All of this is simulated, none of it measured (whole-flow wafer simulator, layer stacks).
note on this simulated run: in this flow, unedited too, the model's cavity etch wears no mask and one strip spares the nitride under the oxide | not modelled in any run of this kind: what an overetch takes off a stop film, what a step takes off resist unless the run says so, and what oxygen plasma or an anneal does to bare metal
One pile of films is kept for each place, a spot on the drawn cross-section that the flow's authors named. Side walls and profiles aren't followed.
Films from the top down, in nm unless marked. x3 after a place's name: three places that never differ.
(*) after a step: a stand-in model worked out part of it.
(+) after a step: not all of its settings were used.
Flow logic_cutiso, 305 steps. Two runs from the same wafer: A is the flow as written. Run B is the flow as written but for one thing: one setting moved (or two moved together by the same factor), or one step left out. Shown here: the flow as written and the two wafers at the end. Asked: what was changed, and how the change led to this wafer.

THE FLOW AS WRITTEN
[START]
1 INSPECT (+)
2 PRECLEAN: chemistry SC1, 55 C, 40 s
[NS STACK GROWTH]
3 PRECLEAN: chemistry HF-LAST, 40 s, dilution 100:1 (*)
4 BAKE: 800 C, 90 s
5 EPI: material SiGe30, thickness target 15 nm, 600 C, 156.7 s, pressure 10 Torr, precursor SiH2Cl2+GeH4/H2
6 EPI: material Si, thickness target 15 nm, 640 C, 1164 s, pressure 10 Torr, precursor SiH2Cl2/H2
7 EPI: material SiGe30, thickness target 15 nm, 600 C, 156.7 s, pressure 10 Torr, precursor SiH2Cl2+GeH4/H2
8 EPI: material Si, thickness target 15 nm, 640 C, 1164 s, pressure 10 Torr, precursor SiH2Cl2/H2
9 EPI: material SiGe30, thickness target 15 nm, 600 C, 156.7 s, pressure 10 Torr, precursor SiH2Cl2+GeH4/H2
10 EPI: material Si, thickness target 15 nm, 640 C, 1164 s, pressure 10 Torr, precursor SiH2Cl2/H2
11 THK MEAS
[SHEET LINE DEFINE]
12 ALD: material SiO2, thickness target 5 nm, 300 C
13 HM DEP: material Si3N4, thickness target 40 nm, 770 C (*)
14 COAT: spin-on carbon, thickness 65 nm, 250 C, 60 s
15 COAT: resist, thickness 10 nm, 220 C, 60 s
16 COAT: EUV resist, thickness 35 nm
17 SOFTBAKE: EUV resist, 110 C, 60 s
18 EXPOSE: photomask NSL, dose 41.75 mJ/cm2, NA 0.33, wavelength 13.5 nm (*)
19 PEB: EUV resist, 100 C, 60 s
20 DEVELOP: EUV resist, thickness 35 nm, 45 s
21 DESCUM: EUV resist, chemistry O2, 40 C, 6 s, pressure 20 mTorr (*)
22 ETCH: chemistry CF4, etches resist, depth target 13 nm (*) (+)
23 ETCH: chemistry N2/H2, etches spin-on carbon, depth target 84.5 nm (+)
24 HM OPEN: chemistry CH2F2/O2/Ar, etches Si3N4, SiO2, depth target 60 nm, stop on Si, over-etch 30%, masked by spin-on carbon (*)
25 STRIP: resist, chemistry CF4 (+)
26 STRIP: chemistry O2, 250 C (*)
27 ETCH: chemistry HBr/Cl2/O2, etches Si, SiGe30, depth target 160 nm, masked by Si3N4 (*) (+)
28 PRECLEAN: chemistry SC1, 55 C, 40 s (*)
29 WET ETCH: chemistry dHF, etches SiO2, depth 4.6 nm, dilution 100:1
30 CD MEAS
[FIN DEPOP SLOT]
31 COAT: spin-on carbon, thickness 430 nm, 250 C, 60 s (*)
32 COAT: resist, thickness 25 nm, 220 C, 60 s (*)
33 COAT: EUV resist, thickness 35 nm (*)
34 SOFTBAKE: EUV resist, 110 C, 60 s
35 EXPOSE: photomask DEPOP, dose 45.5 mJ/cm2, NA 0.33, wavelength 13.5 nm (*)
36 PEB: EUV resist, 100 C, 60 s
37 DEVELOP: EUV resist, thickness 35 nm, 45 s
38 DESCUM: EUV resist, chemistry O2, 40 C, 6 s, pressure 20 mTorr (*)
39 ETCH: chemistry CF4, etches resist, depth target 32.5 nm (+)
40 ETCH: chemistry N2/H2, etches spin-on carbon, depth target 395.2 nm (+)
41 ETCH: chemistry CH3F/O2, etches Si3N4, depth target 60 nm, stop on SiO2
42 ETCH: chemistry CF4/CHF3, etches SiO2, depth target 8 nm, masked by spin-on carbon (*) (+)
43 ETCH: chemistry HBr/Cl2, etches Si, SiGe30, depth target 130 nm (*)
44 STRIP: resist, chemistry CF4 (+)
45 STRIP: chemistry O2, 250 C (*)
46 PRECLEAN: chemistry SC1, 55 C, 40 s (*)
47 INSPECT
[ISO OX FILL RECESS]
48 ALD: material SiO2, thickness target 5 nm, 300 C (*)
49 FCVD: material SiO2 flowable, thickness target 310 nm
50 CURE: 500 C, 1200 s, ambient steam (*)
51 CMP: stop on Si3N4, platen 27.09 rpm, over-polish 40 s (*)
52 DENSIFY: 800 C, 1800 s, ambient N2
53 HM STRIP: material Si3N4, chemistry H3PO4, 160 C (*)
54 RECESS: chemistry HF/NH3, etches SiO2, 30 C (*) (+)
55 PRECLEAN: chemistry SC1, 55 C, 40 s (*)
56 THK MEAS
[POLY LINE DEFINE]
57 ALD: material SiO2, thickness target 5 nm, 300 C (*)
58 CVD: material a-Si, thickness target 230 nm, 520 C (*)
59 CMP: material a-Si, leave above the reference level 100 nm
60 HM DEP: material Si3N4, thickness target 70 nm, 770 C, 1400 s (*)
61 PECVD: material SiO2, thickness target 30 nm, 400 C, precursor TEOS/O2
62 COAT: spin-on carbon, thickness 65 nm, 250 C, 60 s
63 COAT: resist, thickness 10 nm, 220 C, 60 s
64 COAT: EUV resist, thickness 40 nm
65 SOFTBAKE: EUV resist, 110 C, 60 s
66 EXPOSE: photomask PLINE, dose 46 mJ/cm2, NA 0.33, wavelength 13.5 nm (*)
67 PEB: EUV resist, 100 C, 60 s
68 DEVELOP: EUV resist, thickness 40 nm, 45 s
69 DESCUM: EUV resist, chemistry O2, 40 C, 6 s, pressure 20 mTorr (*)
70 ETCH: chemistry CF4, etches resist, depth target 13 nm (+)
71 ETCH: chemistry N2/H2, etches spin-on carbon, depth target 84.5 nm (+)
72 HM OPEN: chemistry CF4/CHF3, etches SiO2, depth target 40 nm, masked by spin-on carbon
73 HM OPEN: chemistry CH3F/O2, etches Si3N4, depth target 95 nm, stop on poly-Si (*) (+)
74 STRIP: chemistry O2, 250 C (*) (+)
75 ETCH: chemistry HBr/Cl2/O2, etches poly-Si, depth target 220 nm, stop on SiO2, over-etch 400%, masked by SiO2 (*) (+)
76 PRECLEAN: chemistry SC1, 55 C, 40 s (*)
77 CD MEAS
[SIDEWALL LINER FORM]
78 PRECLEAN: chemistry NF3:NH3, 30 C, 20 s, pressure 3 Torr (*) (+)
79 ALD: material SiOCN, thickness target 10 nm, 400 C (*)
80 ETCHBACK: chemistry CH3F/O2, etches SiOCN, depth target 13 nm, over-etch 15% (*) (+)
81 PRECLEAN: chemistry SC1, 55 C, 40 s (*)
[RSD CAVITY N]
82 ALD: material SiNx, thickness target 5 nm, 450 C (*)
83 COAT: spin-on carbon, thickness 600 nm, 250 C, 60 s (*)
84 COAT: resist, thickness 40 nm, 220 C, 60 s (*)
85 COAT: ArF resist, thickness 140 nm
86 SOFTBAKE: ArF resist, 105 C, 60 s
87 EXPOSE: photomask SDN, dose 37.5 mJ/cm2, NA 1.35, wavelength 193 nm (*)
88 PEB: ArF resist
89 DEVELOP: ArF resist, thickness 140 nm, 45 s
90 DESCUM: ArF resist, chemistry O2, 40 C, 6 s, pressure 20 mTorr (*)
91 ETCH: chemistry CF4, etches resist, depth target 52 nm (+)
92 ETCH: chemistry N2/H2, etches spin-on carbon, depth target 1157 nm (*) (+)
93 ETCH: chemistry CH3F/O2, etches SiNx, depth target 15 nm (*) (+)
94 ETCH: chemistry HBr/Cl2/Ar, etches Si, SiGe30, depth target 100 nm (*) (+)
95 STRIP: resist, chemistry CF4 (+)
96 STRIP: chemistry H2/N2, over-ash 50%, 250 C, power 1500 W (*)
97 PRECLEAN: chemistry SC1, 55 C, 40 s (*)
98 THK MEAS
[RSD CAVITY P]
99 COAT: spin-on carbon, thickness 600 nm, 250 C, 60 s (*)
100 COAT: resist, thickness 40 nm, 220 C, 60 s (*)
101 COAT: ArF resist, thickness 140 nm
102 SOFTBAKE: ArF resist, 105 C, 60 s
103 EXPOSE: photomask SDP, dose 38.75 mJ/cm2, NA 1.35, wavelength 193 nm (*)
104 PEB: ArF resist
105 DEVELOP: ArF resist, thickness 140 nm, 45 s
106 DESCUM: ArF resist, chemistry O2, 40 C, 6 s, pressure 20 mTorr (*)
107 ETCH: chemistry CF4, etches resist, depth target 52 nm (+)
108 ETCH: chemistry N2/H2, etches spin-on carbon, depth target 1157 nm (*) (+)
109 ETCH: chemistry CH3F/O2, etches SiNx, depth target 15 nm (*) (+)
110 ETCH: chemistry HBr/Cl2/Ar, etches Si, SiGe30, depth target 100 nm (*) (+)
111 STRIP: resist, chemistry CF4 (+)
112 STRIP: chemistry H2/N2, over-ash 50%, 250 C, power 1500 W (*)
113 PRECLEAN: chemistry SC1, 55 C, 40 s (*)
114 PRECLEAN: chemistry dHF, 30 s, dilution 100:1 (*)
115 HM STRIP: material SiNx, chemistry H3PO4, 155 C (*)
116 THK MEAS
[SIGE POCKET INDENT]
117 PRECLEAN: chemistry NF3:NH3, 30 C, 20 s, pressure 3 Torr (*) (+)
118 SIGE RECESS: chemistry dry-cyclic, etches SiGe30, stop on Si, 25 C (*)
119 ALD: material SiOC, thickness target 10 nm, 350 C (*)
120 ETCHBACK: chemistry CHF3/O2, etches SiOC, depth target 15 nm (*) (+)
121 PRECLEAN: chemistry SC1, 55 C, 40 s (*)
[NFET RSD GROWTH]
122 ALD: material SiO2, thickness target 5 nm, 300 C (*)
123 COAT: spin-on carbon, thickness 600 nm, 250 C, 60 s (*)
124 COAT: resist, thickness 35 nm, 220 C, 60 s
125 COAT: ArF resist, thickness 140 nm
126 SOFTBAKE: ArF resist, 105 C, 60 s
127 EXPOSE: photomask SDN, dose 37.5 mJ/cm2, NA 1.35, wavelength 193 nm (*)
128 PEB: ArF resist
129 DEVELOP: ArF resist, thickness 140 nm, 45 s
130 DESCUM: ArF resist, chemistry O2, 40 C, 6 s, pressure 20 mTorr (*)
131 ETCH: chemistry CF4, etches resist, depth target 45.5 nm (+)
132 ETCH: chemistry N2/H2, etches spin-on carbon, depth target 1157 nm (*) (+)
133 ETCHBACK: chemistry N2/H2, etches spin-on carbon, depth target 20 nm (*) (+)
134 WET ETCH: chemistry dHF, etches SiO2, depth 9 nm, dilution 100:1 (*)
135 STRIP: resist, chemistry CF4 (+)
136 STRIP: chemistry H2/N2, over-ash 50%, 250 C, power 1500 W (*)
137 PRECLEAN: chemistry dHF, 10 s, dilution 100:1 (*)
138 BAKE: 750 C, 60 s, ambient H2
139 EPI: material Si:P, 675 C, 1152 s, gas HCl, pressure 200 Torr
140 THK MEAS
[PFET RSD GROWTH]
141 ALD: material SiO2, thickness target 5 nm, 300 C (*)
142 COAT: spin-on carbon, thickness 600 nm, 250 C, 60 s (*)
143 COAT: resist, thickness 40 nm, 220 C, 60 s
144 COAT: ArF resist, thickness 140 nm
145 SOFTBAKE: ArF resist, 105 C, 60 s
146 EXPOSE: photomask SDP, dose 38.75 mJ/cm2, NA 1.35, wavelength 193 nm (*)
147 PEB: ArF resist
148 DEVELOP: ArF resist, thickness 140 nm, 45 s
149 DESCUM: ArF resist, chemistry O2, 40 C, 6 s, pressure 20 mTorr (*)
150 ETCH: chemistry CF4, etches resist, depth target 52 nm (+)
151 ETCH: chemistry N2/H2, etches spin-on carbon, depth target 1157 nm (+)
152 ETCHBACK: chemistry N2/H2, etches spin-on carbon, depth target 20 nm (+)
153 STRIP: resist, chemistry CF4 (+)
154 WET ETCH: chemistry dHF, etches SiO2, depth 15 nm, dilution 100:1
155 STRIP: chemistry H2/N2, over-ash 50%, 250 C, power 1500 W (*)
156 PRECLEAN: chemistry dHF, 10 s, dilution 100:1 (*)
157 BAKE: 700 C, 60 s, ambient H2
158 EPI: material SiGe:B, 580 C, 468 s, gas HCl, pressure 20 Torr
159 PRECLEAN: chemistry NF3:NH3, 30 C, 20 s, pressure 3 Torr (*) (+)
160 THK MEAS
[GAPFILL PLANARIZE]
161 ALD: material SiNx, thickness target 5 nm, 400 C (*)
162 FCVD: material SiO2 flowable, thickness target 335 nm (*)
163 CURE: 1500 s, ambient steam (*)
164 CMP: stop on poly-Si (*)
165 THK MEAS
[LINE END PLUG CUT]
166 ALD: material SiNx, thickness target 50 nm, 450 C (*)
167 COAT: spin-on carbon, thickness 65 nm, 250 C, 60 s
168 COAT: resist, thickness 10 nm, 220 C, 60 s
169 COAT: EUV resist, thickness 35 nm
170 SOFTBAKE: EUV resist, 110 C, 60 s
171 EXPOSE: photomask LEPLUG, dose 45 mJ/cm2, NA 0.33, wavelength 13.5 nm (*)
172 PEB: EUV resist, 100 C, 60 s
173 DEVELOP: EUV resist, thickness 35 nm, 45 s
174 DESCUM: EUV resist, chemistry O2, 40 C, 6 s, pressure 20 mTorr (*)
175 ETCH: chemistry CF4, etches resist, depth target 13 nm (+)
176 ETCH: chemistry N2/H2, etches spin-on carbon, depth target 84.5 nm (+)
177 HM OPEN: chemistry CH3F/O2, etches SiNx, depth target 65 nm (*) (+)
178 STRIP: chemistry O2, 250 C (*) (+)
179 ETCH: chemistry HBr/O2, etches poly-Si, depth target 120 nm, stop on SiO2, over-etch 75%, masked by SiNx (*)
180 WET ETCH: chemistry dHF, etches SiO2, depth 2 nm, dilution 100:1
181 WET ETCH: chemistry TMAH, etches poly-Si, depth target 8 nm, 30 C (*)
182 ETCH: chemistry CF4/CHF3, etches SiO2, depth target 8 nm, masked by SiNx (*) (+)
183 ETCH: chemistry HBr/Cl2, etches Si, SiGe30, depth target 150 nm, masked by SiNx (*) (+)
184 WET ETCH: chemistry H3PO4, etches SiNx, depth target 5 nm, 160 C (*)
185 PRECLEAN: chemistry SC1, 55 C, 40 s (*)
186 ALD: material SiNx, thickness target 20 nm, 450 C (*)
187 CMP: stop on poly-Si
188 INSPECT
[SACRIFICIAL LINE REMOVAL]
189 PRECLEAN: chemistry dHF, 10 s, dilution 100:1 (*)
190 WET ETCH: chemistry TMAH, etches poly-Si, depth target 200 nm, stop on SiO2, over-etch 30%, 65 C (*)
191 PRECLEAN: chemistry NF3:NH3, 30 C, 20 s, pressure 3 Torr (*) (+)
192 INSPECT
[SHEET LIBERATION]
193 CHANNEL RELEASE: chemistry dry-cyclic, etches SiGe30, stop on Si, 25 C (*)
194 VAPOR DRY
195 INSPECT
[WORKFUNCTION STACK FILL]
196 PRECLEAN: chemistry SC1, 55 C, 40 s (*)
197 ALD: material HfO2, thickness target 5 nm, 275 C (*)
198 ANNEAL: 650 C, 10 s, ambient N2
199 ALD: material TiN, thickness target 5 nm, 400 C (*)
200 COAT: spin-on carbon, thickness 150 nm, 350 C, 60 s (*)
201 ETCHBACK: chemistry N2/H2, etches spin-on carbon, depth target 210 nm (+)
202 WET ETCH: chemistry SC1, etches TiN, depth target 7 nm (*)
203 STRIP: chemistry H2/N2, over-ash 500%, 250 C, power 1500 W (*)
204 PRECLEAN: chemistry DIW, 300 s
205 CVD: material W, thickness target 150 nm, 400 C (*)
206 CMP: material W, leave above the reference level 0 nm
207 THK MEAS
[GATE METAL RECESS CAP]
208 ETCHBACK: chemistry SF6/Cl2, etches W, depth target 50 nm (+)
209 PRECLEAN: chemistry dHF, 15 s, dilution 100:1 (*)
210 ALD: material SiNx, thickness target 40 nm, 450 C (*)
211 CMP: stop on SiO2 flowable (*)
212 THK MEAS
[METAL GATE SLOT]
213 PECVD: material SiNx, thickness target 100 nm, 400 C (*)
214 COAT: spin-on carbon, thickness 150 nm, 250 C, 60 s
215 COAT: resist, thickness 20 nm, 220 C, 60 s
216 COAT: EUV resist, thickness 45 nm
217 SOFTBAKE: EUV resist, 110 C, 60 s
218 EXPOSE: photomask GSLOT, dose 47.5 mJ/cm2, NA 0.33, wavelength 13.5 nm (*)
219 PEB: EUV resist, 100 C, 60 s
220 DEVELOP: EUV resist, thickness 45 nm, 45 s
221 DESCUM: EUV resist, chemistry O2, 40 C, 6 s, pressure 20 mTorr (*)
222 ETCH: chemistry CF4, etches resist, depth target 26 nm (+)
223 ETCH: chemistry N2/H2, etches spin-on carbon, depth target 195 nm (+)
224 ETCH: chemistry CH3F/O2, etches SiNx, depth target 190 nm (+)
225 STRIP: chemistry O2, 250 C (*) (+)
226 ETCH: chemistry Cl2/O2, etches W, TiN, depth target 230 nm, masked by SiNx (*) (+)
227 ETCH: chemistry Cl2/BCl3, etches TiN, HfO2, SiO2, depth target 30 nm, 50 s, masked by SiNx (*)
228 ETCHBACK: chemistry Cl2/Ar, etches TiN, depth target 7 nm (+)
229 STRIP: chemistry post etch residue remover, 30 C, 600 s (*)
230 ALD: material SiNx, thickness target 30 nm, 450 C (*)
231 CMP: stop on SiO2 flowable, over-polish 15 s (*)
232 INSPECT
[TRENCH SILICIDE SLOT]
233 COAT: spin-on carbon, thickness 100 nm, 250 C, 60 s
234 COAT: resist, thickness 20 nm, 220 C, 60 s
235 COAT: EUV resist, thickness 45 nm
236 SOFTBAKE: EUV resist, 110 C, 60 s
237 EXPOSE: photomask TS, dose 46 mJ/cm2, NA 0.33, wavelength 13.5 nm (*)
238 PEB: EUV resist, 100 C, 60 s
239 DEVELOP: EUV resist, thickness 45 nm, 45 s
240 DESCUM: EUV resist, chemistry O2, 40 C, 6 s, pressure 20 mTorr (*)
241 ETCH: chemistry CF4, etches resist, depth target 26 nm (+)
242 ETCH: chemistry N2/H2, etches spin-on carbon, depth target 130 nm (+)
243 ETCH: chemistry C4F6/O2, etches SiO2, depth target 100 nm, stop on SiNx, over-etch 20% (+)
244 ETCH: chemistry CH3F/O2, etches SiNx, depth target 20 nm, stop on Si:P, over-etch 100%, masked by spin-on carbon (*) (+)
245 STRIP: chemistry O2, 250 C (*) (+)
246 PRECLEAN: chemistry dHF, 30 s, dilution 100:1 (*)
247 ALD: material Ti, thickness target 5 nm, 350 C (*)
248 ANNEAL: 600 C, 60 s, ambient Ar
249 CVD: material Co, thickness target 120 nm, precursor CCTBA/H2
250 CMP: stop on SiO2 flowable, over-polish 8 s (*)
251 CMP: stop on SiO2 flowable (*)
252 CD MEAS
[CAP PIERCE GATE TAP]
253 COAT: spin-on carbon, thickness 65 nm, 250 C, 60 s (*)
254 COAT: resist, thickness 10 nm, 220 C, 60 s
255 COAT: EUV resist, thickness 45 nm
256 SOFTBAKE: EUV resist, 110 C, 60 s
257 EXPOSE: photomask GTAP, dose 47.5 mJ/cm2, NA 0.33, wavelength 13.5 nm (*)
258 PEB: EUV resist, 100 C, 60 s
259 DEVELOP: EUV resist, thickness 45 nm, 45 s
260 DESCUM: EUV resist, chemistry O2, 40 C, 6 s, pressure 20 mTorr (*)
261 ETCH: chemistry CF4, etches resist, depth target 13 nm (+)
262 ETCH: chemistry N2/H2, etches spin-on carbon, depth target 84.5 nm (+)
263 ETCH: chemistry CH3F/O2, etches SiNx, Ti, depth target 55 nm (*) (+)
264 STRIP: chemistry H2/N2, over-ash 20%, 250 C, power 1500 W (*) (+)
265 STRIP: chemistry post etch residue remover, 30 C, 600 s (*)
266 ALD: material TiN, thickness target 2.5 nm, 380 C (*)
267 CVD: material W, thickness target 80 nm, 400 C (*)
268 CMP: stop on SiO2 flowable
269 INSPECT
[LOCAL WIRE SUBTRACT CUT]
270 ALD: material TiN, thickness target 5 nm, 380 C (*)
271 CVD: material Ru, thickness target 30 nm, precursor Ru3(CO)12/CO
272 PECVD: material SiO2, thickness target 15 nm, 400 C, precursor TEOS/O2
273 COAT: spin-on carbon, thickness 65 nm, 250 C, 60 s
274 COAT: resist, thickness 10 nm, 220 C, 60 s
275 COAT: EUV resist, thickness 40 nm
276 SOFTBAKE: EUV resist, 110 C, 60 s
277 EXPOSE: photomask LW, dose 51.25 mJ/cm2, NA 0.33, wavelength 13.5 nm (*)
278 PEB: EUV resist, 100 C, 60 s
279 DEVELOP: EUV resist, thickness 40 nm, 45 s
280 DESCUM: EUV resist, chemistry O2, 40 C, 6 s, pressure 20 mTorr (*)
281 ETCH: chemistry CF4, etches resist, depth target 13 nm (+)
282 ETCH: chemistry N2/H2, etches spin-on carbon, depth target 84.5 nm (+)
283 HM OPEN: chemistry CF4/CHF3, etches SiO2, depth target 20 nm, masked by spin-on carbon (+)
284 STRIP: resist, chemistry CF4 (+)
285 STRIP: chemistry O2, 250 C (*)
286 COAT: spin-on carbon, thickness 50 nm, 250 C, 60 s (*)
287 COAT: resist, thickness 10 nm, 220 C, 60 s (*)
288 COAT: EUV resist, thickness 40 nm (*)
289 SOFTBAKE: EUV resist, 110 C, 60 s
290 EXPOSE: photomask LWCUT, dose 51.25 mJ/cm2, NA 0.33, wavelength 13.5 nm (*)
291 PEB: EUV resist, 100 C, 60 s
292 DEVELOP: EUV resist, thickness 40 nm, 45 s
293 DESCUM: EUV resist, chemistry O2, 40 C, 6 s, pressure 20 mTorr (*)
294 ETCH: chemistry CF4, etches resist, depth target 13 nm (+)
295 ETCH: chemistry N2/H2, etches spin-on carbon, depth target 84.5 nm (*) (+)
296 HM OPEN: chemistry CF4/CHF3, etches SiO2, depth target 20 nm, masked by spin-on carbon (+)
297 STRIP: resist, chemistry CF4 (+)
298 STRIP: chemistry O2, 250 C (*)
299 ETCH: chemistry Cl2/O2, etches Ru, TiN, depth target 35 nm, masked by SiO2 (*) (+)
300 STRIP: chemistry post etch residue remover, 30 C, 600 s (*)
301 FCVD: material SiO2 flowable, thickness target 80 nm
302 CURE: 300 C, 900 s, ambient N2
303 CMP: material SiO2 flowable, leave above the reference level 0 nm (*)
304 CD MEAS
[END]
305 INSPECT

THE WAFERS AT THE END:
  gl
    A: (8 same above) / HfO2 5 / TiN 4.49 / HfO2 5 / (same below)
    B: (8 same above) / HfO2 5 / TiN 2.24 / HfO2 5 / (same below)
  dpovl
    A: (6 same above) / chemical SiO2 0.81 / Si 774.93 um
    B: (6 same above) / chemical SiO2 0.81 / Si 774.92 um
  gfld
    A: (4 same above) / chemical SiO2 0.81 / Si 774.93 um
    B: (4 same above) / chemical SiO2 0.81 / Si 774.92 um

The cause: step 9, EPI: 133.2 s was run, where the flow has 156.7 s.

How the change led to this, step by step:
  9 EPI: material SiGe30, thickness target 15 nm, 600 C, 156.7 s, pressure 10 Torr, precursor SiH2Cl2+GeH4/H2
      depop, dpovl, gfld and 19 more: A SiGe30 +15 (new film) | B SiGe30 +12.8 (new film)
  27 ETCH: chemistry HBr/Cl2/O2, etches Si, SiGe30, depth target 160 nm, masked by Si3N4 (*) (+)
      gfld, gxf, iso, lnri: A chemical SiO2 -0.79 (all of it), Si -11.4 (all of it), SiGe30 -15 (all of it), Si -15 (all of it), SiGe30 -15 (all of it), Si -15 (all of it), SiGe30 -15 (all of it), Si -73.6 | B chemical SiO2 -0.79 (all of it), Si -11.4 (all of it), SiGe30 -12.8 (all of it), Si -15 (all of it), SiGe30 -15 (all of it), Si -15 (all of it), SiGe30 -15 (all of it), Si -75.9
      dpovl, nsgap: A chemical SiO2 -0.79 (all of it), Si -11.8 (all of it), SiGe30 -15 (all of it), Si -15 (all of it), SiGe30 -15 (all of it), Si -15 (all of it), SiGe30 -15 (all of it), Si -73.2 | B chemical SiO2 -0.79 (all of it), Si -11.8 (all of it), SiGe30 -12.8 (all of it), Si -15 (all of it), SiGe30 -15 (all of it), Si -15 (all of it), SiGe30 -15 (all of it), Si -75.5
      (and at 1 more place)
  43 ETCH: chemistry HBr/Cl2, etches Si, SiGe30, depth target 130 nm (*)
      depop: A Si -14 (all of it), SiGe30 -15 (all of it), Si -15 (all of it), SiGe30 -15 (all of it), Si -15 (all of it), SiGe30 -15 (all of it), Si -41 | B Si -14 (all of it), SiGe30 -12.8 (all of it), Si -15 (all of it), SiGe30 -15 (all of it), Si -15 (all of it), SiGe30 -15 (all of it), Si -43.2
  94 ETCH: chemistry HBr/Cl2/Ar, etches Si, SiGe30, depth target 100 nm (*) (+)
      rsdn, rsdx: A chemical SiO2 -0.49 (all of it), Si -12.8 (all of it), SiGe30 -15 (all of it), Si -15 (all of it), SiGe30 -15 (all of it), Si -15 (all of it), SiGe30 -15 (all of it), Si -12.2 | B chemical SiO2 -0.49 (all of it), Si -12.8 (all of it), SiGe30 -12.8 (all of it), Si -15 (all of it), SiGe30 -15 (all of it), Si -15 (all of it), SiGe30 -15 (all of it), Si -14.4
  110 ETCH: chemistry HBr/Cl2/Ar, etches Si, SiGe30, depth target 100 nm (*) (+)
      rsdp, rsdw: A chemical SiO2 -0.49 (all of it), Si -12.8 (all of it), SiGe30 -15 (all of it), Si -15 (all of it), SiGe30 -15 (all of it), Si -15 (all of it), SiGe30 -15 (all of it), Si -12.2 | B chemical SiO2 -0.49 (all of it), Si -12.8 (all of it), SiGe30 -12.8 (all of it), Si -15 (all of it), SiGe30 -15 (all of it), Si -15 (all of it), SiGe30 -15 (all of it), Si -14.4
  118 SIGE RECESS: chemistry dry-cyclic, etches SiGe30, stop on Si, 25 C (*)
      lnr, lnrp, lnrt: A SiOCN -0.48, Si -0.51, cavity +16 (new film), SiGe30 -15 (all of it), Si -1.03, cavity +16 (new film), SiGe30 -15 (all of it), Si -1.03, cavity +16 (new film), SiGe30 -15 (all of it), Si -0.51 | B SiOCN -0.48, Si -0.51, cavity +13.8 (new film), SiGe30 -12.8 (all of it), Si -1.03, cavity +16 (new film), SiGe30 -15 (all of it), Si -1.03, cavity +16 (new film), SiGe30 -15 (all of it), Si -0.51
  119 ALD: material SiOC, thickness target 10 nm, 350 C (*)
      lnr, lnrp, lnrt: A SiOC +10 (new film), SiOC +16 (new film), cavity -16 (all of it), SiOC +16 (new film), cavity -16 (all of it), SiOC +16 (new film), cavity -16 (all of it) | B SiOC +10 (new film), SiOC +13.8 (new film), cavity -13.8 (all of it), SiOC +16 (new film), cavity -16 (all of it), SiOC +16 (new film), cavity -16 (all of it)
  183 ETCH: chemistry HBr/Cl2, etches Si, SiGe30, depth target 150 nm, masked by SiNx (*) (+)
      plug: A Si -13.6 (all of it), SiGe30 -15 (all of it), Si -15 (all of it), SiGe30 -15 (all of it), Si -15 (all of it), SiGe30 -15 (all of it), Si -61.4 | B Si -13.6 (all of it), SiGe30 -12.8 (all of it), Si -15 (all of it), SiGe30 -15 (all of it), Si -15 (all of it), SiGe30 -15 (all of it), Si -63.7
  193 CHANNEL RELEASE: chemistry dry-cyclic, etches SiGe30, stop on Si, 25 C (*)
      gl, glp, gxn, gxp, ns, tap: A chemical SiO2 +0.8 (new film), Si -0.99, chemical SiO2 +0.8 (new film), cavity +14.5 (new film), chemical SiO2 +0.8 (new film), SiGe30 -15 (all of it), Si -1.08, chemical SiO2 +0.8 (new film), cavity +14.5 (new film), chemical SiO2 +0.8 (new film), SiGe30 -15 (all of it), Si -1.08, chemical SiO2 +0.8 (new film), cavity +14.5 (new film), chemical SiO2 +0.8 (new film), SiGe30 -15 (all of it), Si -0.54 | B chemical SiO2 +0.8 (new film), Si -0.99, chemical SiO2 +0.8 (new film), cavity +12.2 (new film), chemical SiO2 +0.8 (new film), SiGe30 -12.8 (all of it), Si -1.08, chemical SiO2 +0.8 (new film), cavity +14.5 (new film), chemical SiO2 +0.8 (new film), SiGe30 -15 (all of it), Si -1.08, chemical SiO2 +0.8 (new film), cavity +14.5 (new film), chemical SiO2 +0.8 (new film), SiGe30 -15 (all of it), Si -0.54
  199 ALD: material TiN, thickness target 5 nm, 400 C (*)
      gl, glp, tap: A TiN +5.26 (new film), TiN +4.49 (new film), cavity -4.49 (all of it), TiN +4.49 (new film), cavity -4.49 (all of it), TiN +4.49 (new film), cavity -4.49 (all of it) | B TiN +5.26 (new film), TiN +2.24 (new film), cavity -2.24 (all of it), TiN +4.49 (new film), cavity -4.49 (all of it), TiN +4.49 (new film), cavity -4.49 (all of it)
      gxn, gxp, ns: A TiN +5 (new film), TiN +4.49 (new film), cavity -4.49 (all of it), TiN +4.49 (new film), cavity -4.49 (all of it), TiN +4.49 (new film), cavity -4.49 (all of it) | B TiN +5 (new film), TiN +2.24 (new film), cavity -2.24 (all of it), TiN +4.49 (new film), cavity -4.49 (all of it), TiN +4.49 (new film), cavity -4.49 (all of it)
